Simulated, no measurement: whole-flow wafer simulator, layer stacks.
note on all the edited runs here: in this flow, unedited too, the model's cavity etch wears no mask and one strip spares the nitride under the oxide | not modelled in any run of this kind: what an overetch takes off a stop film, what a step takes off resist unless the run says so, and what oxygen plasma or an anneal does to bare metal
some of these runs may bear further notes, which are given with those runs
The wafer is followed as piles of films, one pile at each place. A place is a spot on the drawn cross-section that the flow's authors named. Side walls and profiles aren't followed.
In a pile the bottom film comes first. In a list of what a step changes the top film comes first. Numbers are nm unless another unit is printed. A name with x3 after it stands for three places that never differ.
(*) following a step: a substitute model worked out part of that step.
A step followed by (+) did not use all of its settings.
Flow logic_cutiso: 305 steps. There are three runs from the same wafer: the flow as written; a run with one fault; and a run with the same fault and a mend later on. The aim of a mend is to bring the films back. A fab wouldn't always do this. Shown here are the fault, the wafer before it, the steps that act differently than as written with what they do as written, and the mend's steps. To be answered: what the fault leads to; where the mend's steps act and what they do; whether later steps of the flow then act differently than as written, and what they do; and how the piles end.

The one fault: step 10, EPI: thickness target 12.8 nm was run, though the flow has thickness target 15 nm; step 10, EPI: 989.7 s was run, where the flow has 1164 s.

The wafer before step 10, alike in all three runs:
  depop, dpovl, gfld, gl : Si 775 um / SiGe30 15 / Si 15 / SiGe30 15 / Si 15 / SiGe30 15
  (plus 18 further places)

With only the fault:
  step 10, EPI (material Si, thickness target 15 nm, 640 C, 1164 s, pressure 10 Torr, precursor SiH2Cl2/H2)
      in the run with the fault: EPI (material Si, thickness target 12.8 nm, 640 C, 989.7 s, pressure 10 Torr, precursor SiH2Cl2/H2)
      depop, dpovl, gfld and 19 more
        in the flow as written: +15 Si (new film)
        in the run with the fault: +12.8 Si (new film)
  Later steps of the flow acting differently than as written (3 other steps are not shown; they differ only slightly, by no more than 2% or 0.5 nm, whichever is larger):
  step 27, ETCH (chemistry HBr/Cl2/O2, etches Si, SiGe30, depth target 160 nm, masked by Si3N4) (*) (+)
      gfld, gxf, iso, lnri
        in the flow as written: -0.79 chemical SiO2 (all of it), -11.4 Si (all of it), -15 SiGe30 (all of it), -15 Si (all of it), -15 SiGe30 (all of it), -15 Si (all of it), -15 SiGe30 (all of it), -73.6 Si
        in the run with the fault: -0.79 chemical SiO2 (all of it), -9.1 Si (all of it), -15 SiGe30 (all of it), -15 Si (all of it), -15 SiGe30 (all of it), -15 Si (all of it), -15 SiGe30 (all of it), -75.9 Si
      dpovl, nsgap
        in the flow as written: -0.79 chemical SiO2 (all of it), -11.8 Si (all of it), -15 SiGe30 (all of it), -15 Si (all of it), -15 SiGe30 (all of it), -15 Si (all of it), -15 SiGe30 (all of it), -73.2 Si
        in the run with the fault: -0.79 chemical SiO2 (all of it), -9.5 Si (all of it), -15 SiGe30 (all of it), -15 Si (all of it), -15 SiGe30 (all of it), -15 Si (all of it), -15 SiGe30 (all of it), -75.5 Si
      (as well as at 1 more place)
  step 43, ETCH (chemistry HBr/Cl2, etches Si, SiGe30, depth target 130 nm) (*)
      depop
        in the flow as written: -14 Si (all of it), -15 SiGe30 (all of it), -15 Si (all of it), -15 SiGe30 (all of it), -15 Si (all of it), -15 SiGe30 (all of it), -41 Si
        in the run with the fault: -11.8 Si (all of it), -15 SiGe30 (all of it), -15 Si (all of it), -15 SiGe30 (all of it), -15 Si (all of it), -15 SiGe30 (all of it), -43.2 Si
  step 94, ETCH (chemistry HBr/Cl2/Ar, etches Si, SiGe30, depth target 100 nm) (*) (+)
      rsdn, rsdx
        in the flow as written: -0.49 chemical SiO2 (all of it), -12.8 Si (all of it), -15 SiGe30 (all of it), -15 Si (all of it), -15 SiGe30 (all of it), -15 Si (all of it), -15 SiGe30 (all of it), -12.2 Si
        in the run with the fault: -0.49 chemical SiO2 (all of it), -10.6 Si (all of it), -15 SiGe30 (all of it), -15 Si (all of it), -15 SiGe30 (all of it), -15 Si (all of it), -15 SiGe30 (all of it), -14.4 Si
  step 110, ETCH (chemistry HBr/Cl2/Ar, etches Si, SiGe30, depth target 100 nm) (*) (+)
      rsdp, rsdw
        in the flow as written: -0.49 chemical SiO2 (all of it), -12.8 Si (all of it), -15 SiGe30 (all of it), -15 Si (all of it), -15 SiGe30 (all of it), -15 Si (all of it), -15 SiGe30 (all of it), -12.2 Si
        in the run with the fault: -0.49 chemical SiO2 (all of it), -10.6 Si (all of it), -15 SiGe30 (all of it), -15 Si (all of it), -15 SiGe30 (all of it), -15 Si (all of it), -15 SiGe30 (all of it), -14.4 Si
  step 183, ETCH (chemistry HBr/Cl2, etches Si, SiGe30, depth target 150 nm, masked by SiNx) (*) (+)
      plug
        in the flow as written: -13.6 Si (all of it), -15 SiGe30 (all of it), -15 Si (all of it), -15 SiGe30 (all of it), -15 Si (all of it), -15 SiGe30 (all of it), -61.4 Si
        in the run with the fault: -11.3 Si (all of it), -15 SiGe30 (all of it), -15 Si (all of it), -15 SiGe30 (all of it), -15 Si (all of it), -15 SiGe30 (all of it), -63.7 Si
  By the end, the piles at gl, glp, gxn and 6 more depart from the flow's by more than 2% or 0.5 nm, whichever is larger.
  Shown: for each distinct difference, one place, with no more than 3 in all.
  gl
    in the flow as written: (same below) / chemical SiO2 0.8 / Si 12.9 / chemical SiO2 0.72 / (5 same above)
    in the run with the fault: (same below) / chemical SiO2 0.8 / Si 10.6 / chemical SiO2 0.72 / (5 same above)
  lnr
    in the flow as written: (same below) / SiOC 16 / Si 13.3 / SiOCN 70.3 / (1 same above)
    in the run with the fault: (same below) / SiOC 16 / Si 11 / SiOCN 70.3 / (1 same above)
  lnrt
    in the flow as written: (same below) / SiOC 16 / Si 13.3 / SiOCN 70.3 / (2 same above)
    in the run with the fault: (same below) / SiOC 16 / Si 11 / SiOCN 70.3 / (2 same above)

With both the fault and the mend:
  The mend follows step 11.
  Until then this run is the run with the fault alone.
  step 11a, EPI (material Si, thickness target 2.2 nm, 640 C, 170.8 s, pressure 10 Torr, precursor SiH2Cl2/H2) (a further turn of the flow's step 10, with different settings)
      depop, dpovl, gfld and 19 more
        +2.2 Si
  Later steps of the flow that are run all act as written at every place that is followed, up to a difference of at most 2% or 0.5 nm, whichever is larger.
  At the end the piles are close to the flow's at the places that both follow, differing by at most 2% or 0.5 nm, whichever is larger.
